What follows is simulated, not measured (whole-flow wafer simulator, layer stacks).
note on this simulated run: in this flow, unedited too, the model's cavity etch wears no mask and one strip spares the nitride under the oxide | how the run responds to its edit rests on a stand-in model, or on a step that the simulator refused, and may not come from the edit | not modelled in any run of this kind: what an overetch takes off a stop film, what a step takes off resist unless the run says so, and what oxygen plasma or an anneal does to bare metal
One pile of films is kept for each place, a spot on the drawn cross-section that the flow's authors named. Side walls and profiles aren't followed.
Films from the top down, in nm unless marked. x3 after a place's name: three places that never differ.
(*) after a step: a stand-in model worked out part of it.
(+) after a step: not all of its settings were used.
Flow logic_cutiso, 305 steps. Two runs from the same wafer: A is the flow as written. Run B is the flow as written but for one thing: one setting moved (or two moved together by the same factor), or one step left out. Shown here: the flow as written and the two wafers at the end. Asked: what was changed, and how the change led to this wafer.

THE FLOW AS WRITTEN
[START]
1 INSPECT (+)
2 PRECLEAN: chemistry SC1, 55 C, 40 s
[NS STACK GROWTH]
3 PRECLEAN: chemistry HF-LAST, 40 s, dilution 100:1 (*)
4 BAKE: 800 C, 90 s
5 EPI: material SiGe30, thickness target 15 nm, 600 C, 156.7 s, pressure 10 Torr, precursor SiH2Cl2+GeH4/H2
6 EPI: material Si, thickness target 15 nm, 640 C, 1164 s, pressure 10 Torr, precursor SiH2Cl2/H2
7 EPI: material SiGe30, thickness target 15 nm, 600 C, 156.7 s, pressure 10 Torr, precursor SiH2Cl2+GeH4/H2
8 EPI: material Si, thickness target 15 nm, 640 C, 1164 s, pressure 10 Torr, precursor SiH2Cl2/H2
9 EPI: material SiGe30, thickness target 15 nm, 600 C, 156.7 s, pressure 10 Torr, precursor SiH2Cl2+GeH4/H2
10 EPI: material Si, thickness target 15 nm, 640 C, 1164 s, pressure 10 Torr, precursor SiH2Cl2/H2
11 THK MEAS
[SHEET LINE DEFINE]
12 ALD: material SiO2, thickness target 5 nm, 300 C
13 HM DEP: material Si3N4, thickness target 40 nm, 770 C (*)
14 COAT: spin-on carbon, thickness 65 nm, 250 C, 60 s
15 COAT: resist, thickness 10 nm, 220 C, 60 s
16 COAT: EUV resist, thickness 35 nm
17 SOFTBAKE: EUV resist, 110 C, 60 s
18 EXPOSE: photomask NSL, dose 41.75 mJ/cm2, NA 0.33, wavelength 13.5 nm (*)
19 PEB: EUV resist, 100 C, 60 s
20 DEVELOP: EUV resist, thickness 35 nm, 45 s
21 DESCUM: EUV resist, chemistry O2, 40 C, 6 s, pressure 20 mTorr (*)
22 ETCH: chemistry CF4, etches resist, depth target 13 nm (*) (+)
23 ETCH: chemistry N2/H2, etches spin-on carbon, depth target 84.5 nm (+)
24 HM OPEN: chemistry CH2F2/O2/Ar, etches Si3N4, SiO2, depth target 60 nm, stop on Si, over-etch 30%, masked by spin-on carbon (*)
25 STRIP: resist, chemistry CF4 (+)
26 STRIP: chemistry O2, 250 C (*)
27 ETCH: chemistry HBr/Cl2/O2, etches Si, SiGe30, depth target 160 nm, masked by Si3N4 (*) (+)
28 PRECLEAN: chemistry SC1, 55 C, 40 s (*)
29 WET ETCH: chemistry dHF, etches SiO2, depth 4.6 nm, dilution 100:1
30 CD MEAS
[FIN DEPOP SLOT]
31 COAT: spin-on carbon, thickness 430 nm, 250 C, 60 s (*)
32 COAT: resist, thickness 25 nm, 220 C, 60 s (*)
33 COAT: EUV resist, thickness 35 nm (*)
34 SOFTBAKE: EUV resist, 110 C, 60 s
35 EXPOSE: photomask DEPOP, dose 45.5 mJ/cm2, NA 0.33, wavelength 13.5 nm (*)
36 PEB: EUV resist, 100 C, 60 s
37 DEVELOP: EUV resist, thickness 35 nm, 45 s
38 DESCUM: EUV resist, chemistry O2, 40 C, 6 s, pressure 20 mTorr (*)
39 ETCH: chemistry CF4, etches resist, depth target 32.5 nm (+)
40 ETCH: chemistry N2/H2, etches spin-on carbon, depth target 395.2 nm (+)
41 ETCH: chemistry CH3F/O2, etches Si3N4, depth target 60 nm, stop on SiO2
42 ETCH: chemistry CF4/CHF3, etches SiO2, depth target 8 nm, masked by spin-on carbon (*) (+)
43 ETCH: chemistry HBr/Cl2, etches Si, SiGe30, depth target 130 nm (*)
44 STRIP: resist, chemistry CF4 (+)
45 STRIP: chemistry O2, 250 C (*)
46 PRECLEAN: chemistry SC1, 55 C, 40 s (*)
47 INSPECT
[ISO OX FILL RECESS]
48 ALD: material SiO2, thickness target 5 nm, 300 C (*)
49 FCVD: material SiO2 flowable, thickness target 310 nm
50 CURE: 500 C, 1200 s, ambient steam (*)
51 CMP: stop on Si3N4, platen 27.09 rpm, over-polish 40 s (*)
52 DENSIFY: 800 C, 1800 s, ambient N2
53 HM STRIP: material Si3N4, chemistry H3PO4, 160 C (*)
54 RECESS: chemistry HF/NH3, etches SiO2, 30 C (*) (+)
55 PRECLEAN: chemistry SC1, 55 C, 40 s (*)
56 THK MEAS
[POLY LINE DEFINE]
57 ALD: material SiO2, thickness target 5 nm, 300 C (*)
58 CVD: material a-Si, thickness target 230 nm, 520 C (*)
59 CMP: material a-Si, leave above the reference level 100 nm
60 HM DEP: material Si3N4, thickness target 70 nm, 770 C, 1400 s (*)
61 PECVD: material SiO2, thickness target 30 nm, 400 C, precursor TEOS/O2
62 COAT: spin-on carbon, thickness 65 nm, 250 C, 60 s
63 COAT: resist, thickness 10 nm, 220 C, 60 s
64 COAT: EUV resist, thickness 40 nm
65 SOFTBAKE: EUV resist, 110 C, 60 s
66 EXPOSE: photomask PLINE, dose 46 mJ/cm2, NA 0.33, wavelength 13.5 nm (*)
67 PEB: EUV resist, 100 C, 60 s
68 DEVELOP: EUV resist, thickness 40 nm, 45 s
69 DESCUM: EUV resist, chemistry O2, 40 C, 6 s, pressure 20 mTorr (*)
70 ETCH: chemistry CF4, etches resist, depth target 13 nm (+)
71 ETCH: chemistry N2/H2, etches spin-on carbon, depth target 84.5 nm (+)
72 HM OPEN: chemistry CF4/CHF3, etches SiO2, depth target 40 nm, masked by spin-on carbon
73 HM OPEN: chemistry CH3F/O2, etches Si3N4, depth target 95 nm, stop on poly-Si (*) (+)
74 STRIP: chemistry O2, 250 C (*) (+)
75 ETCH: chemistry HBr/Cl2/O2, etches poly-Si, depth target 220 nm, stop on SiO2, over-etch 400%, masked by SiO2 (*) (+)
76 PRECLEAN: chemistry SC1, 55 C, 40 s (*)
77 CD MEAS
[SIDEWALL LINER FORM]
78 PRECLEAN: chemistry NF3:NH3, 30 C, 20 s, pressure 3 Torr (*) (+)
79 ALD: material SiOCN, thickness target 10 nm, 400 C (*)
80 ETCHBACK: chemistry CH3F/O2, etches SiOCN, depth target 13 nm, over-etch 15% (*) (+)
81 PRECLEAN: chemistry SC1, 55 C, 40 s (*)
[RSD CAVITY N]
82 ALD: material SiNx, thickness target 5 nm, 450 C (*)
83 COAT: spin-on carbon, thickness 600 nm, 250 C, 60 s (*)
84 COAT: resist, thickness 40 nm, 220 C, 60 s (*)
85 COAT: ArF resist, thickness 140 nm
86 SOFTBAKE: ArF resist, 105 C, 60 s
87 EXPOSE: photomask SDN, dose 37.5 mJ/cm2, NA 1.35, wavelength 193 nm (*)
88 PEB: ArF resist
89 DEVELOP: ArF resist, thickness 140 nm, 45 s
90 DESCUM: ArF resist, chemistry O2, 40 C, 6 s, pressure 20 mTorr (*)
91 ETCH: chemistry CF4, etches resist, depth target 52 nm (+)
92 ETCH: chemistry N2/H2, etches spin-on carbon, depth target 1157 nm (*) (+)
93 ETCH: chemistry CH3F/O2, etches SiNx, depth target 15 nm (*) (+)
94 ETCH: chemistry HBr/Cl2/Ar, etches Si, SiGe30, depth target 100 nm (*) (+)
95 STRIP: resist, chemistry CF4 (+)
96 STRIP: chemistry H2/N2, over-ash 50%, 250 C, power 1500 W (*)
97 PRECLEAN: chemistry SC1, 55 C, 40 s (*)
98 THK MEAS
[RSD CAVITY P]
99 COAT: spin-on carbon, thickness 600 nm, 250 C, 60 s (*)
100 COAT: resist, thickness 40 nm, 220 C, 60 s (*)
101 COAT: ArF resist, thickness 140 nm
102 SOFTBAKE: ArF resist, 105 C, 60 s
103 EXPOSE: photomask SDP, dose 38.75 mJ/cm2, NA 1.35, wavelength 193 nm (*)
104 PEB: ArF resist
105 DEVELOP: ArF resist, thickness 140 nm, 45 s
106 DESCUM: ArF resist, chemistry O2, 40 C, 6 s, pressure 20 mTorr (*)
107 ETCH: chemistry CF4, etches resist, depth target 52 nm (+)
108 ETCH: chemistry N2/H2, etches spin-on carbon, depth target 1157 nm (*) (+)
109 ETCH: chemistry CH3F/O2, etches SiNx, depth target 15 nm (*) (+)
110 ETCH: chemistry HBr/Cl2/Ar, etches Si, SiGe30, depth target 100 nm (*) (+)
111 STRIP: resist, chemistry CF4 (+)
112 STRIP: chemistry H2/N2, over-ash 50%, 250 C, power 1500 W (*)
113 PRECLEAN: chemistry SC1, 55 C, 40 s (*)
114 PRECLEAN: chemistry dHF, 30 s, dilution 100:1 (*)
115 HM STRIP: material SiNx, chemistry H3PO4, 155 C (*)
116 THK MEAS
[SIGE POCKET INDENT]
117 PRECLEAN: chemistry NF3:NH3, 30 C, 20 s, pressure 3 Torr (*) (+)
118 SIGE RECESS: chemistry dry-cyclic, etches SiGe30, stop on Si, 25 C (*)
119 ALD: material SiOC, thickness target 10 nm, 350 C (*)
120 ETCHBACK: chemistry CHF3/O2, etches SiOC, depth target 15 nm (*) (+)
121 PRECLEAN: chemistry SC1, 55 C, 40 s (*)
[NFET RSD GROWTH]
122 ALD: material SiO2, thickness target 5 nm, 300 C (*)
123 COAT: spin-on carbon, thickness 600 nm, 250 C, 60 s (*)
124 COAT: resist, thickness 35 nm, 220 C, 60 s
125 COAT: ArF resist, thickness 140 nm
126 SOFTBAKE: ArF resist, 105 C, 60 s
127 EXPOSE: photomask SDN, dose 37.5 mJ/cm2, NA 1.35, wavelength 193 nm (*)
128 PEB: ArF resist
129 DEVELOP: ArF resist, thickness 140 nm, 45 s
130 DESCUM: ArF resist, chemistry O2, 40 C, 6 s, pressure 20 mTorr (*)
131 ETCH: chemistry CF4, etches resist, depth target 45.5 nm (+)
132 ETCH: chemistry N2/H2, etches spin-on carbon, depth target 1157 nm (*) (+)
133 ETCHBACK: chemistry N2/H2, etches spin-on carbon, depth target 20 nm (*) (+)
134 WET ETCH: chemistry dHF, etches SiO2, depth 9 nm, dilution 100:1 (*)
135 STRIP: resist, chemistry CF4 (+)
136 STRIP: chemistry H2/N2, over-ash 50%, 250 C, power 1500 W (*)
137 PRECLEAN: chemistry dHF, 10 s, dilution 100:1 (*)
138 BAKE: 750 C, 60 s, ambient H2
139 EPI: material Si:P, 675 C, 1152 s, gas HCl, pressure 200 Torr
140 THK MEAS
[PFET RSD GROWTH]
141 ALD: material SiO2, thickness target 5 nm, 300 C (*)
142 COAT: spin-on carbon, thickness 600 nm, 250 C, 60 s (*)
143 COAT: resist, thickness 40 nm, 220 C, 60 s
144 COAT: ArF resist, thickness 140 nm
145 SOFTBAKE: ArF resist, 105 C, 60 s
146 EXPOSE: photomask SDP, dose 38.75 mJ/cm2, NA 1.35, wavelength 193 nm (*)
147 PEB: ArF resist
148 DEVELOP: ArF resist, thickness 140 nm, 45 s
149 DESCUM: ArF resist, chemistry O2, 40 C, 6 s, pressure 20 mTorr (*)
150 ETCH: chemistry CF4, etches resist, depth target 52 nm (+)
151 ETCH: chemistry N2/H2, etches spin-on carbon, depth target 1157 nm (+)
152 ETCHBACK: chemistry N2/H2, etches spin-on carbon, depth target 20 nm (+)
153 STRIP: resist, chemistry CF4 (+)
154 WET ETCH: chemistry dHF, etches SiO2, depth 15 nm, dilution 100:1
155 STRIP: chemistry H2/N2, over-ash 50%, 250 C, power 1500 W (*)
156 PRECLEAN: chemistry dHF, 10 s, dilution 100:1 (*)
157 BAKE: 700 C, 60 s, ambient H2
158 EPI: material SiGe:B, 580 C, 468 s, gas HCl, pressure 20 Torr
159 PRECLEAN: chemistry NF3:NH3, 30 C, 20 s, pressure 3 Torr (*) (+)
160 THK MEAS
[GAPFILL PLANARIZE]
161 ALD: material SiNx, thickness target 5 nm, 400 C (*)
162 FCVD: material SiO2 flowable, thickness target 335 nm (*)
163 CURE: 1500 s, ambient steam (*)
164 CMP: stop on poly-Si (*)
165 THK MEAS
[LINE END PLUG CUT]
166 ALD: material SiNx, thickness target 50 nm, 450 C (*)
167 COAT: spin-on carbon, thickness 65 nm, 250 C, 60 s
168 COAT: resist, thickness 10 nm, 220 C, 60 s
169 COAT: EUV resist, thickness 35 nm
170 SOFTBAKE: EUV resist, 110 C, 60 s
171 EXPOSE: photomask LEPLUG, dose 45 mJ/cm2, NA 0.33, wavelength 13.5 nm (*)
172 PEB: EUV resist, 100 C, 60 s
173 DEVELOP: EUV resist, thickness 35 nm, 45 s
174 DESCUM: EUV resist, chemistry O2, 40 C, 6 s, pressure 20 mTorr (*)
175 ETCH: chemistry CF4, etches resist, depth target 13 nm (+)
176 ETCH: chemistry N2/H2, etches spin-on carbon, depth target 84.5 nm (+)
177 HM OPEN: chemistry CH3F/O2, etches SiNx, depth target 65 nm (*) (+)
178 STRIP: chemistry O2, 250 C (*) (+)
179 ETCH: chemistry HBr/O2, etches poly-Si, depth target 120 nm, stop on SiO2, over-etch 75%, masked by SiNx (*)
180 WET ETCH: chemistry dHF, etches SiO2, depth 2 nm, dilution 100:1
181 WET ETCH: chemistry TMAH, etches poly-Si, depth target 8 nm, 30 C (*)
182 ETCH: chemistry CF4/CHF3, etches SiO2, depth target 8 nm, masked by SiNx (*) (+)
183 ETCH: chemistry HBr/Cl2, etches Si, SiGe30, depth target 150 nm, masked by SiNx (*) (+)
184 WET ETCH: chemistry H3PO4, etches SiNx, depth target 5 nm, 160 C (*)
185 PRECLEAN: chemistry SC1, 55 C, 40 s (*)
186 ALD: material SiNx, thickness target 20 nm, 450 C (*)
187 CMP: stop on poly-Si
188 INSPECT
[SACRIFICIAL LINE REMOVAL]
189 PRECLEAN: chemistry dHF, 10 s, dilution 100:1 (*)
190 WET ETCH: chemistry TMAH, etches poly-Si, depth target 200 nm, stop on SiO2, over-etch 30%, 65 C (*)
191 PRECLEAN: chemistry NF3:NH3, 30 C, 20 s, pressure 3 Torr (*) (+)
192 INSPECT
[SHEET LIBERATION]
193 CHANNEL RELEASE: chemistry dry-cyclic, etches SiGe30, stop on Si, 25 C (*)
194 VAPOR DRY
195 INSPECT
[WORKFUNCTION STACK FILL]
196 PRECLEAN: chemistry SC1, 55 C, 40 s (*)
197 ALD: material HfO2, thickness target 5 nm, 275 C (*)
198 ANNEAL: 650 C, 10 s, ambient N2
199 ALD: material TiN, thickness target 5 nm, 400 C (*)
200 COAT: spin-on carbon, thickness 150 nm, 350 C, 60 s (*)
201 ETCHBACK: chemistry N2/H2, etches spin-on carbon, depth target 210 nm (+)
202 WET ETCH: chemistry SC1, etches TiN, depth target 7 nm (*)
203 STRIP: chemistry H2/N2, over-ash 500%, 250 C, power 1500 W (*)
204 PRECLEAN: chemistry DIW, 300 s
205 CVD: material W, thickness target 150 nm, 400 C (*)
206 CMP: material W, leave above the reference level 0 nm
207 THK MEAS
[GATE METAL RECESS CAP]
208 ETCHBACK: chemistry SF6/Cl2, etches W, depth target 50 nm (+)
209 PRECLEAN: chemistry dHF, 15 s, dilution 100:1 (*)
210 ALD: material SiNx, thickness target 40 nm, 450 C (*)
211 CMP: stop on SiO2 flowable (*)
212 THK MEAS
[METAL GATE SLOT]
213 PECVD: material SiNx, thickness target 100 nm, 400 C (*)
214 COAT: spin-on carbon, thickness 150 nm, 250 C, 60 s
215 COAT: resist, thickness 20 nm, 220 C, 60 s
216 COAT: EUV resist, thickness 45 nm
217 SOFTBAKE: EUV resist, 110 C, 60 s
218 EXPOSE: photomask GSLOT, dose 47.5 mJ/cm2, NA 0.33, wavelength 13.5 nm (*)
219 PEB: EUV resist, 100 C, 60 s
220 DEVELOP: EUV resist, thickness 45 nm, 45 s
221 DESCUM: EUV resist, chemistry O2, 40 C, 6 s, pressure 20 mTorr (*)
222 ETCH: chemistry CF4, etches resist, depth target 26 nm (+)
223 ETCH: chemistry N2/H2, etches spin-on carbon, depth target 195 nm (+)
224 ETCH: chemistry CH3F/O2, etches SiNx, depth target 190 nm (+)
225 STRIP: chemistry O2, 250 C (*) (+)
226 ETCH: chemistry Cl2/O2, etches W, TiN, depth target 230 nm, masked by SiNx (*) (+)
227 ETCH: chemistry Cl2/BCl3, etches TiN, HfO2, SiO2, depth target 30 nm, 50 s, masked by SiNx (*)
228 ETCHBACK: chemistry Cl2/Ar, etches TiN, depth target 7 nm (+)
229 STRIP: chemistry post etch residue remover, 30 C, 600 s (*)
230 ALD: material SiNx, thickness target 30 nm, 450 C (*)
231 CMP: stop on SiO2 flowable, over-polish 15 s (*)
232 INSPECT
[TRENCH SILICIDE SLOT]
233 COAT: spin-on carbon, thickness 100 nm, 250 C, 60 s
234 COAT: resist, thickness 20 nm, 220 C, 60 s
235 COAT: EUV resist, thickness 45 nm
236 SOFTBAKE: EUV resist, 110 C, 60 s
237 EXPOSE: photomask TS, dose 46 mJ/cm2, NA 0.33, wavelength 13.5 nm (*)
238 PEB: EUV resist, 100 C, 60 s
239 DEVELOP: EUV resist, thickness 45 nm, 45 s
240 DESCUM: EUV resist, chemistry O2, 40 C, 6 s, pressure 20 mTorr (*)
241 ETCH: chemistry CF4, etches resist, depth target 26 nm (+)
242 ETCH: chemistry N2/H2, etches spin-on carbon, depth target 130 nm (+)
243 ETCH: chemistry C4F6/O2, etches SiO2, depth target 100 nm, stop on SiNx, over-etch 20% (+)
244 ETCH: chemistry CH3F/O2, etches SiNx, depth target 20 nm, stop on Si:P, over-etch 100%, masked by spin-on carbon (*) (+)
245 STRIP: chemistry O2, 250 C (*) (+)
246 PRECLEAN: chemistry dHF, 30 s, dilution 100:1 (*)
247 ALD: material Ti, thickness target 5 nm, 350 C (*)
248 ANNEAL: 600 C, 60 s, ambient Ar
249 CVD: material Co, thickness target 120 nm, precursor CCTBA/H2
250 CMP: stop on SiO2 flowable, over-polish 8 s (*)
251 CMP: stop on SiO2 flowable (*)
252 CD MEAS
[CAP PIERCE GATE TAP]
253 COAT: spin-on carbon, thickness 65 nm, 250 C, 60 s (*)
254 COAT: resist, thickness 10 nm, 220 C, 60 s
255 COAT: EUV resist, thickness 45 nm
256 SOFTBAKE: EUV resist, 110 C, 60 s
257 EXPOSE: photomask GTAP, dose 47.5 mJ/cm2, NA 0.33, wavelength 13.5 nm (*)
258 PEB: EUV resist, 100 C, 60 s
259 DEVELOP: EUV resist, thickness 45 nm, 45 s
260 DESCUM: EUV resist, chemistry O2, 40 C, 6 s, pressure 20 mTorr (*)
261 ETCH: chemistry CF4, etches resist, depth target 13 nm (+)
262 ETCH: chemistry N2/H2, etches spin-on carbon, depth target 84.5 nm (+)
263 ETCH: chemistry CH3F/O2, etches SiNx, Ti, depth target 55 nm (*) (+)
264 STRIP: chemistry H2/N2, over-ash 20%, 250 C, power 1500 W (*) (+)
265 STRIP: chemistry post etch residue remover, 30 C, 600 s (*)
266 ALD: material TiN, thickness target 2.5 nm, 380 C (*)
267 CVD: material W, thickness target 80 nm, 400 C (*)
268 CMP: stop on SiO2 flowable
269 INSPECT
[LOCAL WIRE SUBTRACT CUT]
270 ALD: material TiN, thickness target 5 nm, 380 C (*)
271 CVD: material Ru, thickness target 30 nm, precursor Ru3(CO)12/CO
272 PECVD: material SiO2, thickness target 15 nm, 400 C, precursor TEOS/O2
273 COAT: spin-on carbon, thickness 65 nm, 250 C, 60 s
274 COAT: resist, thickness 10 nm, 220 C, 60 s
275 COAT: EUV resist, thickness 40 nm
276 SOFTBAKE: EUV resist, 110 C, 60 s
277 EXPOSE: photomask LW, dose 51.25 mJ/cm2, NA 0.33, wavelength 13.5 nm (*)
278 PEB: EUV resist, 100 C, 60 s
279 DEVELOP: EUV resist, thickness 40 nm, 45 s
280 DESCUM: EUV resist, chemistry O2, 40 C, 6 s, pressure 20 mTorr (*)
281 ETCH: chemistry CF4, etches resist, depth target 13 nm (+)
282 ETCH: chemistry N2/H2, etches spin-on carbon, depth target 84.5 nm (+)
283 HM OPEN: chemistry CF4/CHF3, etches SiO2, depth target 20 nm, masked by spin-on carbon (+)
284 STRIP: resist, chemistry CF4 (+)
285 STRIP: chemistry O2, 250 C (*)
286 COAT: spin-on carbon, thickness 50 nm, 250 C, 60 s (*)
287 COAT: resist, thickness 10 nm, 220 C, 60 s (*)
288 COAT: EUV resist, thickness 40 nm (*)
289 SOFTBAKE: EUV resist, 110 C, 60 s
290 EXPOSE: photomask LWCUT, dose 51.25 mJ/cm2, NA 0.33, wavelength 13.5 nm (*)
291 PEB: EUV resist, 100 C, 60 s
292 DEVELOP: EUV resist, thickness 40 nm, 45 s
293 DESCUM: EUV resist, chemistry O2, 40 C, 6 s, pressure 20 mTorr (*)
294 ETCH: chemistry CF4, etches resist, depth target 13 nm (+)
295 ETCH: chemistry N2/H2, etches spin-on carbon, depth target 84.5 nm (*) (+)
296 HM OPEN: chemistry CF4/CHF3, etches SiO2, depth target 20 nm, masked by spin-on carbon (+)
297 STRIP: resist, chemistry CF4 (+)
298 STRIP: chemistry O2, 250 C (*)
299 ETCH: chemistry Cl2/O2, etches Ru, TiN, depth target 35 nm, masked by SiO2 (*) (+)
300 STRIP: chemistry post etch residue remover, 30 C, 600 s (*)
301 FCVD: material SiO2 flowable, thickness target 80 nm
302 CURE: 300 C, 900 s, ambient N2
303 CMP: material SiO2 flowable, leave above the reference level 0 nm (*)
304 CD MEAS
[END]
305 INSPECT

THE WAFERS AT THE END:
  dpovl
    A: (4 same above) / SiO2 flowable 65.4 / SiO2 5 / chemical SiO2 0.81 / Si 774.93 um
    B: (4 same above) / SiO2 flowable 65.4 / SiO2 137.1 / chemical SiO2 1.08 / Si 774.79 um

The cause: step 40, ETCH: depth target 612.6 nm was run, where the flow has depth target 395.2 nm.

How the change led to this, step by step:
  40 ETCH: chemistry N2/H2, etches spin-on carbon, depth target 395.2 nm (+)
      dpovl: A spin-on carbon -395.2 | B spin-on carbon -499.9 (all of it)
      gfld, gl, glp and 17 more: A EUV resist -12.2 (all of it), resist -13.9 | B EUV resist -12.2 (all of it), resist -17.6
      (and at 1 more place)
  41 ETCH: chemistry CH3F/O2, etches Si3N4, depth target 60 nm, stop on SiO2
      dpovl: A spin-on carbon -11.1 | B Si -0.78
      depop: A Si3N4 -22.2 (all of it), SiO2 -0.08 | B Si3N4 -21.1 (all of it), SiO2 -0.08
  42 ETCH: chemistry CF4/CHF3, etches SiO2, depth target 8 nm, masked by spin-on carbon (*) (+)
      dpovl: A spin-on carbon -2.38 | B Si -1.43
      gfld: A resist -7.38 | B resist -4.21 (all of it), spin-on carbon -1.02
      (and at 19 more places)
  43 ETCH: chemistry HBr/Cl2, etches Si, SiGe30, depth target 130 nm (*)
      dpovl: A spin-on carbon -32 | B Si -130
  45 STRIP: chemistry O2, 250 C (*)
      dpovl: A chemical SiO2 +0.82 (new film), spin-on carbon -59.3 (all of it), Si -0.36 | B chemical SiO2 +1.13 (new film), Si -0.5
  48 ALD: material SiO2, thickness target 5 nm, 300 C (*)
      dpovl: A SiO2 +5 (new film) | B SiO2 +137.1 (new film)
  52 DENSIFY: 800 C, 1800 s, ambient N2
      nsgap: A SiO2 flowable -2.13 | B SiO2 flowable -2.84
